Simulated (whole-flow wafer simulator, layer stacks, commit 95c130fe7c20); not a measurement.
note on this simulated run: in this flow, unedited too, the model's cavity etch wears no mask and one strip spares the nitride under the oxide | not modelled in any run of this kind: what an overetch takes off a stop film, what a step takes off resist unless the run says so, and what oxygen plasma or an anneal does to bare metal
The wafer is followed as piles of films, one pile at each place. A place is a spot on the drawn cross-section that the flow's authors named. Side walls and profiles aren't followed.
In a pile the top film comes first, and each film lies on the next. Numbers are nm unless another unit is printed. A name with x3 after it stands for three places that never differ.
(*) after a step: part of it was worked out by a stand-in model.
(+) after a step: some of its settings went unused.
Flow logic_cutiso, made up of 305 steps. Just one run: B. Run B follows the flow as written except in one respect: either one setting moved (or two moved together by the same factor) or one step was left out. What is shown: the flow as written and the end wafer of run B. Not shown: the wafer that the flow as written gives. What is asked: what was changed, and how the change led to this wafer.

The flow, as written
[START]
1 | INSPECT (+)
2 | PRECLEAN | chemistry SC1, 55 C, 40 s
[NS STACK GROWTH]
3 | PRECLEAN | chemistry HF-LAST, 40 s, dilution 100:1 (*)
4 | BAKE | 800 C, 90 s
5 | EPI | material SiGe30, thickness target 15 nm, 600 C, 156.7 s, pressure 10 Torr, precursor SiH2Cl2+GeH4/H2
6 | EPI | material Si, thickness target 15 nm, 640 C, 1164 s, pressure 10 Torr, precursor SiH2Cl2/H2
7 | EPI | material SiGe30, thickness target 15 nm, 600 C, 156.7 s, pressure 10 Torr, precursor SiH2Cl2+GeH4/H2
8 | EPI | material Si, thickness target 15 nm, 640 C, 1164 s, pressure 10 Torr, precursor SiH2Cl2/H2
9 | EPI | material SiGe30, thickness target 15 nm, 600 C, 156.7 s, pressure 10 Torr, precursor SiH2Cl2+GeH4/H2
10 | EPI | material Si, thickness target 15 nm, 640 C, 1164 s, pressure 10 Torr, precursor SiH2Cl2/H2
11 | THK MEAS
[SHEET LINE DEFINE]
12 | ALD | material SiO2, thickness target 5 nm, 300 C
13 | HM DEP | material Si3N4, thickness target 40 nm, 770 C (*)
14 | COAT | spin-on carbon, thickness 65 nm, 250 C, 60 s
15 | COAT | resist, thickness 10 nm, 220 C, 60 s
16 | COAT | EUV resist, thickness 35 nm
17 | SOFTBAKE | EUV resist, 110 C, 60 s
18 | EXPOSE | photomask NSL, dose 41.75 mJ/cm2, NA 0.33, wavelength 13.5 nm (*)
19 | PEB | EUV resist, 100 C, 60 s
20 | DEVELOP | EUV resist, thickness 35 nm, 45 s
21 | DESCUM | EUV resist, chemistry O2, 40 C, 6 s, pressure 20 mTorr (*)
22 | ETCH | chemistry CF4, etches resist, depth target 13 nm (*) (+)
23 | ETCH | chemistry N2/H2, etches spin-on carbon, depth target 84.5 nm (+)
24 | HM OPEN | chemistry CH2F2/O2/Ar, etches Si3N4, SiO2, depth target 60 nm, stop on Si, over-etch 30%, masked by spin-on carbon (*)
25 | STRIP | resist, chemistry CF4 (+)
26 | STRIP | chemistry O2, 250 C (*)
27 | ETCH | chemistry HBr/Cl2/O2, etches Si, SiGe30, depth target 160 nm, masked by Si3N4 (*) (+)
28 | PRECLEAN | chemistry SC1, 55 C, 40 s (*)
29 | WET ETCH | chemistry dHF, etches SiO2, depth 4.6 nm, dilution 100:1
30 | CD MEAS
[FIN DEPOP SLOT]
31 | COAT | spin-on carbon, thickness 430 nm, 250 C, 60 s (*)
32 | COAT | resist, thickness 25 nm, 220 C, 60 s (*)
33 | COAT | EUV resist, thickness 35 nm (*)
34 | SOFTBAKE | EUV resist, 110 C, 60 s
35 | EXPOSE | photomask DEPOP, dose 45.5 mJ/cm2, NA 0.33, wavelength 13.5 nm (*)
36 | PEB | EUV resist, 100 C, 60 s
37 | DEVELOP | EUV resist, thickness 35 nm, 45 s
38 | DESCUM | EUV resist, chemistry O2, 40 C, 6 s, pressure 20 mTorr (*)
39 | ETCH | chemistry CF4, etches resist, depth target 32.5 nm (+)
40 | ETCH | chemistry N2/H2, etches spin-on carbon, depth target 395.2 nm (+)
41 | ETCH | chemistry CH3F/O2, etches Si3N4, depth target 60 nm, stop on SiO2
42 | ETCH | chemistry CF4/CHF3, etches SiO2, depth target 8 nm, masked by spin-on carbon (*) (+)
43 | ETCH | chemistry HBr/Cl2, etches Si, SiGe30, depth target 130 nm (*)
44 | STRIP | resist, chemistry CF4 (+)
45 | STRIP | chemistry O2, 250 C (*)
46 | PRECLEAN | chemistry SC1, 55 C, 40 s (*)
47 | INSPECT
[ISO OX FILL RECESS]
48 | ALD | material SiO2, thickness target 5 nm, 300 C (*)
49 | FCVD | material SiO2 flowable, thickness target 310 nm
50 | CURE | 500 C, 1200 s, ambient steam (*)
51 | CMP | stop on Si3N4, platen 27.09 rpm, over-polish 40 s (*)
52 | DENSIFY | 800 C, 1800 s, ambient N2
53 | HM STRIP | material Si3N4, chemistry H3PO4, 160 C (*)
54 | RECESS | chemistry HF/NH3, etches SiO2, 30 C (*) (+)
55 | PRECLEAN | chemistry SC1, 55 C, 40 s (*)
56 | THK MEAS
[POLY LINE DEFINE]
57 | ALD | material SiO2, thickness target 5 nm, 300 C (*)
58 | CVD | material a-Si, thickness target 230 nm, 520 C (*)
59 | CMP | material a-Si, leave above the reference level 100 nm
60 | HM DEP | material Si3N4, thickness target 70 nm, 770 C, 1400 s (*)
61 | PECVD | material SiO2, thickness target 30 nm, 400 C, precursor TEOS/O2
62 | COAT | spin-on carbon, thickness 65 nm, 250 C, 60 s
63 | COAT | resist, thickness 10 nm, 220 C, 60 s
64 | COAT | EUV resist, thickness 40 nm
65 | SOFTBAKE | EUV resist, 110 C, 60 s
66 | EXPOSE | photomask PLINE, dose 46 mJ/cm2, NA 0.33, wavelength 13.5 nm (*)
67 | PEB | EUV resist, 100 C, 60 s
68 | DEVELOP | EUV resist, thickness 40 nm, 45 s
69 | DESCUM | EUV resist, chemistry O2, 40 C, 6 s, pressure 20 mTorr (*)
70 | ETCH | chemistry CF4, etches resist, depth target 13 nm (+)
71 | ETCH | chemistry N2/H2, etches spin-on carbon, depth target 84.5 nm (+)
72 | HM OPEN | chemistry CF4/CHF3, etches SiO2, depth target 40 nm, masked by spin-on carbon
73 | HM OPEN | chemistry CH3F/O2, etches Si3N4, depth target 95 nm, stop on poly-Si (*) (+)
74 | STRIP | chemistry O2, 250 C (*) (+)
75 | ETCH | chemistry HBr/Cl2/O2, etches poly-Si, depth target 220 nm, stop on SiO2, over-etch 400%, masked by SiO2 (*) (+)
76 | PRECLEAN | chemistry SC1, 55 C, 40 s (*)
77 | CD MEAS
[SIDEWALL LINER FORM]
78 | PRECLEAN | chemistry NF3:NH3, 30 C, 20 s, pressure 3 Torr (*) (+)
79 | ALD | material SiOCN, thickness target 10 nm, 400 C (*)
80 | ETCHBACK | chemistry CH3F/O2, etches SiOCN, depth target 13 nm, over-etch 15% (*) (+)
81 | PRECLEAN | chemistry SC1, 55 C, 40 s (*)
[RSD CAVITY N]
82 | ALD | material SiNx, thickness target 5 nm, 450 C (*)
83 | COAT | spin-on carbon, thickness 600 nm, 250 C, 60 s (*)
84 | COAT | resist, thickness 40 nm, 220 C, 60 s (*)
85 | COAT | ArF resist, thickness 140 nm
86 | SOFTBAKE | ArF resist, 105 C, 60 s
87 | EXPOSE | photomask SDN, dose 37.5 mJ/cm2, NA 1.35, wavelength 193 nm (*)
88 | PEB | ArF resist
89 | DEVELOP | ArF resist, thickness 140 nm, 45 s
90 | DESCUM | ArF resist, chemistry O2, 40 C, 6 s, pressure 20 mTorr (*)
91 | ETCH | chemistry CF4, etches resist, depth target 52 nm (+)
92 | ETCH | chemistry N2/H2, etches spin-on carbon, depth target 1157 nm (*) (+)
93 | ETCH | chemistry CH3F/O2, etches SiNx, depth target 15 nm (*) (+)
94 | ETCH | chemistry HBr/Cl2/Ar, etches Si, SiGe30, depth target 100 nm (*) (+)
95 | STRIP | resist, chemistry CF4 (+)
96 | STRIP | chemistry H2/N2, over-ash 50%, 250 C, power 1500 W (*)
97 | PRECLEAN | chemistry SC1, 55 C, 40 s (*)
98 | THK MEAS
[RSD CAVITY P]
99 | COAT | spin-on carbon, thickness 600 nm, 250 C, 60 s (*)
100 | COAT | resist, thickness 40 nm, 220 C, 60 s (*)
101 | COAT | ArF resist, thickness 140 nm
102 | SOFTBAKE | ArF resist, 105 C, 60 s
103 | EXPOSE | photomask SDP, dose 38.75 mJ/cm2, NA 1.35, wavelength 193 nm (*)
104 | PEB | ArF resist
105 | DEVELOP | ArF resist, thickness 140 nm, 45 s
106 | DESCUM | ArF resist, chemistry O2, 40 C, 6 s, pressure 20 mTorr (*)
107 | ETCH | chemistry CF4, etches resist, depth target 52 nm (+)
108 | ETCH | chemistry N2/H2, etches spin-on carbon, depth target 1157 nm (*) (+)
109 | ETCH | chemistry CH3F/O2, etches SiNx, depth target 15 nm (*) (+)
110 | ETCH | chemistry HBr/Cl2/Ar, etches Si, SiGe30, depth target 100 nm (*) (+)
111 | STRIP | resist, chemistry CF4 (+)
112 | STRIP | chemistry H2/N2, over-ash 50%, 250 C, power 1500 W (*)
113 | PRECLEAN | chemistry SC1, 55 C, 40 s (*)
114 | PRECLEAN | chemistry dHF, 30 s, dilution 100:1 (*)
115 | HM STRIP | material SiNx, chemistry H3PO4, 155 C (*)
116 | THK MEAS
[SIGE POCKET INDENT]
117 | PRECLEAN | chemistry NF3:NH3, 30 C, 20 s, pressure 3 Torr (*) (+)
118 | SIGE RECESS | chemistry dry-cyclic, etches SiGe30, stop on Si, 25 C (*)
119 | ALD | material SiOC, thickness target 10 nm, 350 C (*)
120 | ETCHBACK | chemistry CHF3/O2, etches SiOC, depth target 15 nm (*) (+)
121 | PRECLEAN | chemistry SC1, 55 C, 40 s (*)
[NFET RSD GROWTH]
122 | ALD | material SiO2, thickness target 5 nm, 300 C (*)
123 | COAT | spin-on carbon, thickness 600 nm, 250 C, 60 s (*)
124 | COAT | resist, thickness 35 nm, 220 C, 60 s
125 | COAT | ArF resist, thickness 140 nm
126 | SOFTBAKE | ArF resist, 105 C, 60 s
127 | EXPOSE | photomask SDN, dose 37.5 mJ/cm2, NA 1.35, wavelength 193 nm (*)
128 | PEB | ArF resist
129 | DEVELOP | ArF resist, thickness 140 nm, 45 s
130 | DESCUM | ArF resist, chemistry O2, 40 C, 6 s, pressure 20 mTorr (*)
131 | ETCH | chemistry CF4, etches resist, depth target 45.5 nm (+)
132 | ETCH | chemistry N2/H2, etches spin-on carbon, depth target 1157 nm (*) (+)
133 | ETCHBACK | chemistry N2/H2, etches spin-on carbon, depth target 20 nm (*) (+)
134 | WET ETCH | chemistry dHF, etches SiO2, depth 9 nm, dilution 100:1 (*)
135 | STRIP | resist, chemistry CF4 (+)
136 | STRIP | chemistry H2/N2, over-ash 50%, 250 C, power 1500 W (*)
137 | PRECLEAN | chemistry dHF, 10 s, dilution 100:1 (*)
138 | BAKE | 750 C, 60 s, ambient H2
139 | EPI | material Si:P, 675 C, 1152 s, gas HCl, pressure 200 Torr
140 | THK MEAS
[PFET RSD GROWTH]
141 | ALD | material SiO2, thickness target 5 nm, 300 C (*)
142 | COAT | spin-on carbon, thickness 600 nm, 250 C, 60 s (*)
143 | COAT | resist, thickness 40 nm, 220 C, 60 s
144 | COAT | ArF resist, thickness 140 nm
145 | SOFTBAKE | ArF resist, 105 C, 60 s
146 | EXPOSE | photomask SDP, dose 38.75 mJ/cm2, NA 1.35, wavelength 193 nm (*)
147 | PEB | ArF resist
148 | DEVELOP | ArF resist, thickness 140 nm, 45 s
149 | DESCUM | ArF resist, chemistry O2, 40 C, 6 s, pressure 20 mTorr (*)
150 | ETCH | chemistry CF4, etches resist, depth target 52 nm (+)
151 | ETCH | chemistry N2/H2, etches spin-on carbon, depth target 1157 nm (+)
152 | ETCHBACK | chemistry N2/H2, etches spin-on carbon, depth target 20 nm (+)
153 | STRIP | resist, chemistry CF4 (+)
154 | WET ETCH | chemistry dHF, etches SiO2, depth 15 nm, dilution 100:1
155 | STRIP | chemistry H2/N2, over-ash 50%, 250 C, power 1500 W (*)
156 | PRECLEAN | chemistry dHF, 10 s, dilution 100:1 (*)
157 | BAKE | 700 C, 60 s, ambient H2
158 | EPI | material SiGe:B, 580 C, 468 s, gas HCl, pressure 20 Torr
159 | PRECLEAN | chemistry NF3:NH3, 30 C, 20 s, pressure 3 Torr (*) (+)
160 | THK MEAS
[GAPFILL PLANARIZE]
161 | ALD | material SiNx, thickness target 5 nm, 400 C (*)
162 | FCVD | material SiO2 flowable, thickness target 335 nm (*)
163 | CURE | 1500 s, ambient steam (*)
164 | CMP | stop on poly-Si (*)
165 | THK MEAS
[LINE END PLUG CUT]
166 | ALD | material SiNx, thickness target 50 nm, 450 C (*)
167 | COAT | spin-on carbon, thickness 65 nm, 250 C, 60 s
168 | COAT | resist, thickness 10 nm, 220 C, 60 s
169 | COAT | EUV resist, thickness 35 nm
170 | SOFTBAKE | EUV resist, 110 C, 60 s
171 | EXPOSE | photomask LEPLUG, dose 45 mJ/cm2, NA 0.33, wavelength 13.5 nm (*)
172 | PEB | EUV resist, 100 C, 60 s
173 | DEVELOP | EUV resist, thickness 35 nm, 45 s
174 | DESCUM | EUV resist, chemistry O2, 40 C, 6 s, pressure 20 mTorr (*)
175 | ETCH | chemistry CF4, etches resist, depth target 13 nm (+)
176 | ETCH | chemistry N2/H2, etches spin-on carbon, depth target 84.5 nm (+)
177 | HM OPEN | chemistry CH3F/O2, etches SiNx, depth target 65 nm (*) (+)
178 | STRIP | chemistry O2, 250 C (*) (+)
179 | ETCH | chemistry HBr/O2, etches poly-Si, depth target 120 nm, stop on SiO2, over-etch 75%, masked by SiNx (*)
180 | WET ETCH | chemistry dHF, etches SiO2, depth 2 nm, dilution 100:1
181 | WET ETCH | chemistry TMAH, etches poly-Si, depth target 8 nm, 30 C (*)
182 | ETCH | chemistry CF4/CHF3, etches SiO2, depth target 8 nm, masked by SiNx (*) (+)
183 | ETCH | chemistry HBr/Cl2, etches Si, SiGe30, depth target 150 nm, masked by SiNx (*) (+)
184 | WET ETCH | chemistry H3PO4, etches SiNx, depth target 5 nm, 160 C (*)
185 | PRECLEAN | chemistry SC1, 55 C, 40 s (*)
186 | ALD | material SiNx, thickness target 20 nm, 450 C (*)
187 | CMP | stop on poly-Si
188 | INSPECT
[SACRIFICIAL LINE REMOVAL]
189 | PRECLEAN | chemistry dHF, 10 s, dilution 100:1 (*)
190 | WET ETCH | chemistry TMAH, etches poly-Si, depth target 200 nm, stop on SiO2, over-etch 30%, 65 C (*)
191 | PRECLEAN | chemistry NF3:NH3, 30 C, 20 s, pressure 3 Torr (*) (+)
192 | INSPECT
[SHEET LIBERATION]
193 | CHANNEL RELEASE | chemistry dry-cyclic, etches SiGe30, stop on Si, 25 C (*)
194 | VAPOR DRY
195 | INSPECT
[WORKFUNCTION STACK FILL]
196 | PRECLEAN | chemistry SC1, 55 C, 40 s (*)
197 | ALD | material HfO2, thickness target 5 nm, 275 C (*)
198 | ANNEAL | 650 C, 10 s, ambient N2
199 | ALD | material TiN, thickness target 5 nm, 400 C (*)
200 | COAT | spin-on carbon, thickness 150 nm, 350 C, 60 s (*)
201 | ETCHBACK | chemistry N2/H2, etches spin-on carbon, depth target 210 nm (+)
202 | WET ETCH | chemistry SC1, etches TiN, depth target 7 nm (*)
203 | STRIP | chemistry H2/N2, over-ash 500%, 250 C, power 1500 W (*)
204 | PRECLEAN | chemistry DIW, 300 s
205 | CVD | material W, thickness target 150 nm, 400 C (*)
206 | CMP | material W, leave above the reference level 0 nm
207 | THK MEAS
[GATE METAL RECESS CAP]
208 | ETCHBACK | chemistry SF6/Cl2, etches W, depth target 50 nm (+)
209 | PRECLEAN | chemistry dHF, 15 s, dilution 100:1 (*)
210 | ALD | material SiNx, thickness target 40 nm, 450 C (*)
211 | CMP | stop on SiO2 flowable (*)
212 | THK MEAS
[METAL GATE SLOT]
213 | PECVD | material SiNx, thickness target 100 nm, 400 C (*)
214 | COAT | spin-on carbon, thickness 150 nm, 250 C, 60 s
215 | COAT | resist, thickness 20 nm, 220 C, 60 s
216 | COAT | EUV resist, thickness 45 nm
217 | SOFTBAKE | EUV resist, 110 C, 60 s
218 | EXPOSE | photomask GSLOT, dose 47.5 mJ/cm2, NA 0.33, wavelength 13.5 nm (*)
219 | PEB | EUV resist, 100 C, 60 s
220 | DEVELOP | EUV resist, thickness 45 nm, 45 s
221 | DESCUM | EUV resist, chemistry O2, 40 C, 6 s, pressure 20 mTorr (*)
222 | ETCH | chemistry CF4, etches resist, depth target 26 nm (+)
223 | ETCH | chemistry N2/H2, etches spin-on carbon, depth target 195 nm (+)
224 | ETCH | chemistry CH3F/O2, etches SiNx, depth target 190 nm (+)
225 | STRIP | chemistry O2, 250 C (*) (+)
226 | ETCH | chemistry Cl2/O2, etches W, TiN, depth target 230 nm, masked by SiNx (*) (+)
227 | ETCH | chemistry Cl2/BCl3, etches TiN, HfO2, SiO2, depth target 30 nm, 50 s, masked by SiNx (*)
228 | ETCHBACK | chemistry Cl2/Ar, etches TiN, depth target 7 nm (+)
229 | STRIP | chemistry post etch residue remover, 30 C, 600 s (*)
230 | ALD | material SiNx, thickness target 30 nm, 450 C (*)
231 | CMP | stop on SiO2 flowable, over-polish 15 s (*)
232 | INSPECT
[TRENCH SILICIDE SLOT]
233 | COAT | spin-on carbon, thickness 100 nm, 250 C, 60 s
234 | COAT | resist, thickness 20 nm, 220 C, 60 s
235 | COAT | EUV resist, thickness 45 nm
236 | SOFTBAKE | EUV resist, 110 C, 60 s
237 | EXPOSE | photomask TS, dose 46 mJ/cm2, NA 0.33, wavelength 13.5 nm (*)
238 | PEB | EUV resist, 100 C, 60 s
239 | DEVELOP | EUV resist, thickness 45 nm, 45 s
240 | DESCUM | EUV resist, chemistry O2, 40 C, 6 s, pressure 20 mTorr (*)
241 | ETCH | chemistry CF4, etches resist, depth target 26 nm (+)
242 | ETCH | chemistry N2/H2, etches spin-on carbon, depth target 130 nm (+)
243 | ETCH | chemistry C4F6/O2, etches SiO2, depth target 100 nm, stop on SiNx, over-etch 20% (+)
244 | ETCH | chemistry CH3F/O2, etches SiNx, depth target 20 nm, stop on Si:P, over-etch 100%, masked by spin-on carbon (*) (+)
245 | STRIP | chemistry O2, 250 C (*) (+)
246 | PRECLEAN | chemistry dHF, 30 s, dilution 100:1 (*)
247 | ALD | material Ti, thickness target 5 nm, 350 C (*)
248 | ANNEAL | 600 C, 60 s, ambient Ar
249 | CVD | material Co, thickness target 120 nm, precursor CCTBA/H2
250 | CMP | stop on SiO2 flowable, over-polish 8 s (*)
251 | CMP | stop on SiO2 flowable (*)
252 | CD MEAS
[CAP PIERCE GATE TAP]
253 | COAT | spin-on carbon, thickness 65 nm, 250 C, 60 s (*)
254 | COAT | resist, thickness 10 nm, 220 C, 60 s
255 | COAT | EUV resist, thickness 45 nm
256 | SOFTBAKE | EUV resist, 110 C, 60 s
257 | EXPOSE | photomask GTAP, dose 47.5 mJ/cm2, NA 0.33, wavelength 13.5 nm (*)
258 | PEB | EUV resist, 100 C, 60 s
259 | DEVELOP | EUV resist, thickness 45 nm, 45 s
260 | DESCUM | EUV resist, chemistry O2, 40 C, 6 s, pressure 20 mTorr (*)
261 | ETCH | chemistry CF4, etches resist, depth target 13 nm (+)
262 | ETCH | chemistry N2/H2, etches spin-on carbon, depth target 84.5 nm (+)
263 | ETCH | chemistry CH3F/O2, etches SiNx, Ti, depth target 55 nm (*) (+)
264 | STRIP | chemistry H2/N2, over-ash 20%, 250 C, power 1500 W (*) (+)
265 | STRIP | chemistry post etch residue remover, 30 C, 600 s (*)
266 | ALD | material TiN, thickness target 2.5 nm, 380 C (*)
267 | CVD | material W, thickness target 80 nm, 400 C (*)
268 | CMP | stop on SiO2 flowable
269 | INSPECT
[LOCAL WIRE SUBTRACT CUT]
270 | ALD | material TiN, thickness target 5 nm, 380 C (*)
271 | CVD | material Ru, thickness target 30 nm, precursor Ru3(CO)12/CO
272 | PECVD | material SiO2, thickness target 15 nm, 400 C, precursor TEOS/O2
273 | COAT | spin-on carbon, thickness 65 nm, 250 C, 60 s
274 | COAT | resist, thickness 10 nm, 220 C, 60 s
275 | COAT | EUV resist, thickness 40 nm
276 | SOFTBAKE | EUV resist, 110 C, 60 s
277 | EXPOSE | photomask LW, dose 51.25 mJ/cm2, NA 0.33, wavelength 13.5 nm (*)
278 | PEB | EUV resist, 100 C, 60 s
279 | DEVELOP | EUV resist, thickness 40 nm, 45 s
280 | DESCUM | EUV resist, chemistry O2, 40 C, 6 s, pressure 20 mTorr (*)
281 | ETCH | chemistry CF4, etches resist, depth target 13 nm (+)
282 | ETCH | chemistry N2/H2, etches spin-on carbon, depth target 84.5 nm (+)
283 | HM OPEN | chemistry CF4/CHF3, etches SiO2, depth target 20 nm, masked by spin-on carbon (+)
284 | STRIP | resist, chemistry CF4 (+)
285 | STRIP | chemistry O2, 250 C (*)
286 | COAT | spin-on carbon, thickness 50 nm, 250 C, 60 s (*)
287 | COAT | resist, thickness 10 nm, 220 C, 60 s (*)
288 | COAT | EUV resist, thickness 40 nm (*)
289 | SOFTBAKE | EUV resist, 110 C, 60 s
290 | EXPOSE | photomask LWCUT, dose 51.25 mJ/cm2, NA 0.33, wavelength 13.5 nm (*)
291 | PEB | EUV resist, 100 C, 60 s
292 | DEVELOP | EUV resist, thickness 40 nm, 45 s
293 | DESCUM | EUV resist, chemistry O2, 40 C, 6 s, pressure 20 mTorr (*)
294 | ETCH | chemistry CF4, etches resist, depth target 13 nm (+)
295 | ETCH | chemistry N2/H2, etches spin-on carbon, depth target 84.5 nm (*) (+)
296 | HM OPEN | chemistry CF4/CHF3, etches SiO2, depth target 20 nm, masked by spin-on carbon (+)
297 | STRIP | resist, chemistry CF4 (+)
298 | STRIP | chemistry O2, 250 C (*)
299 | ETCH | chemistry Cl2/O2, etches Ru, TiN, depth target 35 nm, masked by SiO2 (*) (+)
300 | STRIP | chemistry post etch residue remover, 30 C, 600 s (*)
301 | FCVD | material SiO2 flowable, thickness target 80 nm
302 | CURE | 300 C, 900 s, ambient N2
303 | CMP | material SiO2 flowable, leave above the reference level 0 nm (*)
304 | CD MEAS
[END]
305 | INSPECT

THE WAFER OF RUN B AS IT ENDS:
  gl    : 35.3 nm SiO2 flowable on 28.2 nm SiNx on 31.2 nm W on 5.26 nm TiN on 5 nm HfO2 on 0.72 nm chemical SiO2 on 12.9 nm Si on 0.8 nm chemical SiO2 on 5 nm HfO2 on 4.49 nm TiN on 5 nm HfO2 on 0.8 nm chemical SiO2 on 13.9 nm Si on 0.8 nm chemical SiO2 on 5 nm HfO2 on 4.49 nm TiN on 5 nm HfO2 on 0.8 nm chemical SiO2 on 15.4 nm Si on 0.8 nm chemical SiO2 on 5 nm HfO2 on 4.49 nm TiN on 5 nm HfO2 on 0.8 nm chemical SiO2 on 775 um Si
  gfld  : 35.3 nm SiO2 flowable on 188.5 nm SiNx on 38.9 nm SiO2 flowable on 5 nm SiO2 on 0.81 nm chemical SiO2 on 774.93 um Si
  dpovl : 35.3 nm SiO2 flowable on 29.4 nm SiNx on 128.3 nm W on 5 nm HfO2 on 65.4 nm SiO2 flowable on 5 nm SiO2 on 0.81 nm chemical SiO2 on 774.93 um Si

The reason: step 6, EPI: thickness target 16.5 nm was run, whereas the flow has thickness target 15 nm; step 6, EPI: 1281 s was run, where the flow has 1164 s.

The path from the change to this, step by step:
  6 | EPI | material Si, thickness target 15 nm, 640 C, 1164 s, pressure 10 Torr, precursor SiH2Cl2/H2
      depop, dpovl, gfld and 19 more: +16.5 Si (new film) (it would be, as written: +15 Si (new film))
  27 | ETCH | chemistry HBr/Cl2/O2, etches Si, SiGe30, depth target 160 nm, masked by Si3N4 (*) (+)
      gfld, gxf, iso, lnri: -0.79 chemical SiO2 (all of it), -11.4 Si (all of it), -15 SiGe30 (all of it), -15 Si (all of it), -15 SiGe30 (all of it), -16.5 Si (all of it), -15 SiGe30 (all of it), -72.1 Si (it would be, as written: -0.79 chemical SiO2 (all of it), -11.4 Si (all of it), -15 SiGe30 (all of it), -15 Si (all of it), -15 SiGe30 (all of it), -15 Si (all of it), -15 SiGe30 (all of it), -73.6 Si)
      dpovl, nsgap: -0.79 chemical SiO2 (all of it), -11.8 Si (all of it), -15 SiGe30 (all of it), -15 Si (all of it), -15 SiGe30 (all of it), -16.5 Si (all of it), -15 SiGe30 (all of it), -71.7 Si (it would be, as written: -0.79 chemical SiO2 (all of it), -11.8 Si (all of it), -15 SiGe30 (all of it), -15 Si (all of it), -15 SiGe30 (all of it), -15 Si (all of it), -15 SiGe30 (all of it), -73.2 Si)
      (and at 1 other place as well)
  43 | ETCH | chemistry HBr/Cl2, etches Si, SiGe30, depth target 130 nm (*)
      depop: -14 Si (all of it), -15 SiGe30 (all of it), -15 Si (all of it), -15 SiGe30 (all of it), -16.5 Si (all of it), -15 SiGe30 (all of it), -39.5 Si (it would be, as written: -14 Si (all of it), -15 SiGe30 (all of it), -15 Si (all of it), -15 SiGe30 (all of it), -15 Si (all of it), -15 SiGe30 (all of it), -41 Si)
  94 | ETCH | chemistry HBr/Cl2/Ar, etches Si, SiGe30, depth target 100 nm (*) (+)
      rsdn, rsdx: -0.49 chemical SiO2 (all of it), -12.8 Si (all of it), -15 SiGe30 (all of it), -15 Si (all of it), -15 SiGe30 (all of it), -16.5 Si (all of it), -15 SiGe30 (all of it), -10.7 Si (it would be, as written: -0.49 chemical SiO2 (all of it), -12.8 Si (all of it), -15 SiGe30 (all of it), -15 Si (all of it), -15 SiGe30 (all of it), -15 Si (all of it), -15 SiGe30 (all of it), -12.2 Si)
  110 | ETCH | chemistry HBr/Cl2/Ar, etches Si, SiGe30, depth target 100 nm (*) (+)
      rsdp, rsdw: -0.49 chemical SiO2 (all of it), -12.8 Si (all of it), -15 SiGe30 (all of it), -15 Si (all of it), -15 SiGe30 (all of it), -16.5 Si (all of it), -15 SiGe30 (all of it), -10.7 Si (it would be, as written: -0.49 chemical SiO2 (all of it), -12.8 Si (all of it), -15 SiGe30 (all of it), -15 Si (all of it), -15 SiGe30 (all of it), -15 Si (all of it), -15 SiGe30 (all of it), -12.2 Si)
  183 | ETCH | chemistry HBr/Cl2, etches Si, SiGe30, depth target 150 nm, masked by SiNx (*) (+)
      plug: -13.6 Si (all of it), -15 SiGe30 (all of it), -15 Si (all of it), -15 SiGe30 (all of it), -16.5 Si (all of it), -15 SiGe30 (all of it), -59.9 Si (it would be, as written: -13.6 Si (all of it), -15 SiGe30 (all of it), -15 Si (all of it), -15 SiGe30 (all of it), -15 Si (all of it), -15 SiGe30 (all of it), -61.4 Si)
